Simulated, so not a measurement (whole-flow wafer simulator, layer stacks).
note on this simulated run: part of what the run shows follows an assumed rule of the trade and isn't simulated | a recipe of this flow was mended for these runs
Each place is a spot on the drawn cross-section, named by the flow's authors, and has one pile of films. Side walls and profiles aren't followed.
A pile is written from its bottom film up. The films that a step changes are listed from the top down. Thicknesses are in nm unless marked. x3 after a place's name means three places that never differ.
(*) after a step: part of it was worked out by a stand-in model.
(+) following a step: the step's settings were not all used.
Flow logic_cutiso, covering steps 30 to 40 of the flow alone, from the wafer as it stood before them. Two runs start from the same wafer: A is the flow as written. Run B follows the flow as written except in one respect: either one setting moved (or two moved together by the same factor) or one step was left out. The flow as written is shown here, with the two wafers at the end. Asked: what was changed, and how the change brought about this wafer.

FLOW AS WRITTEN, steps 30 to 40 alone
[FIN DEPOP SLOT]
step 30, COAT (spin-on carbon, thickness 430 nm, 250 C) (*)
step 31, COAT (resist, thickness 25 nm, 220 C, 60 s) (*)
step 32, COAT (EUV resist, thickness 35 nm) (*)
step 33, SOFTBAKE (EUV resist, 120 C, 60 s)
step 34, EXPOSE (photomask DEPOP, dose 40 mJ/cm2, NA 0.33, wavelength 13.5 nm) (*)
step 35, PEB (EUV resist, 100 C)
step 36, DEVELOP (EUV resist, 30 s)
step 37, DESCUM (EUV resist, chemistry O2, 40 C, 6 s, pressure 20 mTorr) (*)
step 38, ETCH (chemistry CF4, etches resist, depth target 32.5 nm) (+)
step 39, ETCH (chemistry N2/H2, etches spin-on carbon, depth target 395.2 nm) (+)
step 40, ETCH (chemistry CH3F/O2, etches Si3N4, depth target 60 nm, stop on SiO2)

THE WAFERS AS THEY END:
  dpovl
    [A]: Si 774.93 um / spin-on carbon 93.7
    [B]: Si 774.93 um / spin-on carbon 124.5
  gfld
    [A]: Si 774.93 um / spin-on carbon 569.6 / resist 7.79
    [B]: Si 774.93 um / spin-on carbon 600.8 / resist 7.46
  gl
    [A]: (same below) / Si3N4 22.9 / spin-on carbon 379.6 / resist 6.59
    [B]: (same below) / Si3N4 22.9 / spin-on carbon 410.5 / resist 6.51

What caused this: step 30, COAT: thickness 461 nm was run, while the flow as written has thickness 430 nm.

Step by step, how the change led to this:
  step 30, COAT (spin-on carbon, thickness 430 nm, 250 C) (*)
      dpovl, isow, nsgap: A spin-on carbon gains 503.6 (new film) | B spin-on carbon gains 534.6 (new film)
      depop, ns: A spin-on carbon gains 312.3 (new film) | B spin-on carbon gains 343.3 (new film)
      (as well as at 17 more places)
  step 39, ETCH (chemistry N2/H2, etches spin-on carbon, depth target 395.2 nm) (+)
      depop: A spin-on carbon loses 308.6 (all of it), Si3N4 loses 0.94 | B spin-on carbon loses 339.5 (all of it), Si3N4 loses 0.61
